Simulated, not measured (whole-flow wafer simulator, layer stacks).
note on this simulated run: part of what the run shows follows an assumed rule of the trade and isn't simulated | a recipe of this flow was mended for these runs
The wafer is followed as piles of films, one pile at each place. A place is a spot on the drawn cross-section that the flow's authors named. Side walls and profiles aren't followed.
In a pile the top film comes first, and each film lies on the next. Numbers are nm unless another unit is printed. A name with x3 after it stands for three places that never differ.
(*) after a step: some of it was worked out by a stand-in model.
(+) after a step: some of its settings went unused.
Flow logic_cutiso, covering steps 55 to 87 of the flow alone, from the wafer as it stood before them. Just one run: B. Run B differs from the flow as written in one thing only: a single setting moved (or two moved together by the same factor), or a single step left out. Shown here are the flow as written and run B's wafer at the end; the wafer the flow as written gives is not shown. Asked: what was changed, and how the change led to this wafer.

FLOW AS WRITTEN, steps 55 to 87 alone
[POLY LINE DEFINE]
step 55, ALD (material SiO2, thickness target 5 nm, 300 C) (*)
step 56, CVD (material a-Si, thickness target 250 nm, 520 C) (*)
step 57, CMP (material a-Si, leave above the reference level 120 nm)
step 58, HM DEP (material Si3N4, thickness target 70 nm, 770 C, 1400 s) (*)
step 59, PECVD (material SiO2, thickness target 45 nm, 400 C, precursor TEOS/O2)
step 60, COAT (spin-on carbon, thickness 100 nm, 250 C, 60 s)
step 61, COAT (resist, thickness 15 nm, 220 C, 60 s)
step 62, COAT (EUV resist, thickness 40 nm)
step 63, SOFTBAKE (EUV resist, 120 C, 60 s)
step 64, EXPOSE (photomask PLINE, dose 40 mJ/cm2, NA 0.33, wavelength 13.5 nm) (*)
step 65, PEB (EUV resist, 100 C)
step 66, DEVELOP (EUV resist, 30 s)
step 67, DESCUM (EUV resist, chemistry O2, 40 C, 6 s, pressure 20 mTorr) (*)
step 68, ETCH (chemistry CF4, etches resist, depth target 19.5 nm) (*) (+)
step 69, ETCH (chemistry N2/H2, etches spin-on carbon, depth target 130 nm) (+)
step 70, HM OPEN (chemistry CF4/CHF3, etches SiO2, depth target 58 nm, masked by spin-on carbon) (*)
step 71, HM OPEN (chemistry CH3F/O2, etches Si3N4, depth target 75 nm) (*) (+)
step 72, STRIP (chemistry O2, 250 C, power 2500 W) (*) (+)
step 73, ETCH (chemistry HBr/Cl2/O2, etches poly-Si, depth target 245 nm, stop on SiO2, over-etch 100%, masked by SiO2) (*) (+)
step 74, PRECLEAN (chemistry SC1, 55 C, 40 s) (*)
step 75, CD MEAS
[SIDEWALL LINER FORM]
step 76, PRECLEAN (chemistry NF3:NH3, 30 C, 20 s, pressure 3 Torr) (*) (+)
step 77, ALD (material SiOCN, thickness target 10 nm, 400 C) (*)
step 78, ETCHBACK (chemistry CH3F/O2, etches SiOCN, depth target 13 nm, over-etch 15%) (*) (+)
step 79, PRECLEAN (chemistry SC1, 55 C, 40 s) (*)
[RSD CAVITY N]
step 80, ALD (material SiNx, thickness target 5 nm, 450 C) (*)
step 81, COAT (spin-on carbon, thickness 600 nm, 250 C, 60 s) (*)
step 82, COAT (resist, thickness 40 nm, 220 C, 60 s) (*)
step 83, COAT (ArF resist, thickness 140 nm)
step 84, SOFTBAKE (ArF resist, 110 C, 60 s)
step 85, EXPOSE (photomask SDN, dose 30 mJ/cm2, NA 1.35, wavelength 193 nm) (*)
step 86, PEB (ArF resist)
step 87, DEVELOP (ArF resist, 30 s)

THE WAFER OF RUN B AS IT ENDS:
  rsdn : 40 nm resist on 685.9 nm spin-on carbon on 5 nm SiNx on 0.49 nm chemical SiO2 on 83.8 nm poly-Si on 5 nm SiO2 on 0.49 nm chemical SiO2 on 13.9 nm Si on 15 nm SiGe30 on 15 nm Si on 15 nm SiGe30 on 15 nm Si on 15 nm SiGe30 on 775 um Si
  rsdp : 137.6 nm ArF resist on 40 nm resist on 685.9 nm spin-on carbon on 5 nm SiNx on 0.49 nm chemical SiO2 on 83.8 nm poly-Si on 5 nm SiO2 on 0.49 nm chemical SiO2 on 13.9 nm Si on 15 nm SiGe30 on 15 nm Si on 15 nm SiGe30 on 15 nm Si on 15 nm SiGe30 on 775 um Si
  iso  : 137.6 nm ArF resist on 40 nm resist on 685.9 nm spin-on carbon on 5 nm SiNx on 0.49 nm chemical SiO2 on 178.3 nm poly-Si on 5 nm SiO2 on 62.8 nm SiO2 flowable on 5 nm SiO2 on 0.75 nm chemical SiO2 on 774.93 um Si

The reason: step 70, HM OPEN: depth target 41.2 nm was run, while the flow as written has depth target 58 nm.

The path from the change to this, step by step:
  step 70, HM OPEN (chemistry CF4/CHF3, etches SiO2, depth target 58 nm, masked by spin-on carbon) (*)
      iso, lnr, lnri and 6 more: -41.2 SiO2 (as written it would have been: -43.2 SiO2 (all of it), -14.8 Si3N4)
      depop, dpovl x3, gfld and 8 more: -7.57 resist (all of it), -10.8 spin-on carbon (as written it would have been: -7.57 resist (all of it), -16.3 spin-on carbon)
  step 71, HM OPEN (chemistry CH3F/O2, etches Si3N4, depth target 75 nm) (*) (+)
      iso, lnr, lnri and 6 more: -2.01 SiO2 (all of it), -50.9 Si3N4 (as written it would have been: -55.2 Si3N4 (all of it), -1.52 poly-Si)
  step 72, STRIP (chemistry O2, 250 C, power 2500 W) (*) (+)
      iso, lnr, lnri and 6 more: nothing (as written it would have been: +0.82 chemical SiO2 (new film), -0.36 poly-Si)
      depop, dpovl x3, gfld and 8 more: -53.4 spin-on carbon (all of it) (as written it would have been: -48 spin-on carbon (all of it))
  step 73, ETCH (chemistry HBr/Cl2/O2, etches poly-Si, depth target 245 nm, stop on SiO2, over-etch 100%, masked by SiO2) (*) (+)
      lnr, lnrp, lnrt, rsdn, rsdp, rsdw, rsdx: -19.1 Si3N4 (all of it), -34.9 poly-Si (as written it would have been: -0.82 chemical SiO2 (all of it), -118.1 poly-Si (all of it), -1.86 SiO2)
      iso, lnri: -19.1 Si3N4 (all of it), -34.9 poly-Si (as written it would have been: -0.82 chemical SiO2 (all of it), -212.6 poly-Si (all of it), -1.39 SiO2)
      (as well as at 13 more places)
  step 76, PRECLEAN (chemistry NF3:NH3, 30 C, 20 s, pressure 3 Torr) (*) (+)
      lnr, lnrp, lnrt, rsdn, rsdp, rsdw, rsdx: -0.49 chemical SiO2 (all of it) (as written it would have been: -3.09 SiO2 (all of it), -0.49 chemical SiO2 (all of it))
      iso, lnri: -0.49 chemical SiO2 (all of it) (as written it would have been: -3.56 SiO2 (all of it), -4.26 SiO2 flowable)
  step 78, ETCHBACK (chemistry CH3F/O2, etches SiOCN, depth target 13 nm, over-etch 15%) (*) (+)
      rsdn, rsdp, rsdw, rsdx: -10 SiOCN (all of it), -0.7 poly-Si (as written it would have been: -10 SiOCN (all of it), -0.7 Si)
      iso: -10 SiOCN (all of it), -0.7 poly-Si (as written it would have been: -10 SiOCN (all of it), -0.75 SiO2 flowable)
  step 81, COAT (spin-on carbon, thickness 600 nm, 250 C, 60 s) (*)
      gfld, gxf, gxn, gxp: +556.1 spin-on carbon (new film) (as written it would have been: +516.3 spin-on carbon (new film))
      gl, glp, plug, tap: +556.1 spin-on carbon (new film) (as written it would have been: +516.4 spin-on carbon (new film))
      (as well as at 9 more places)
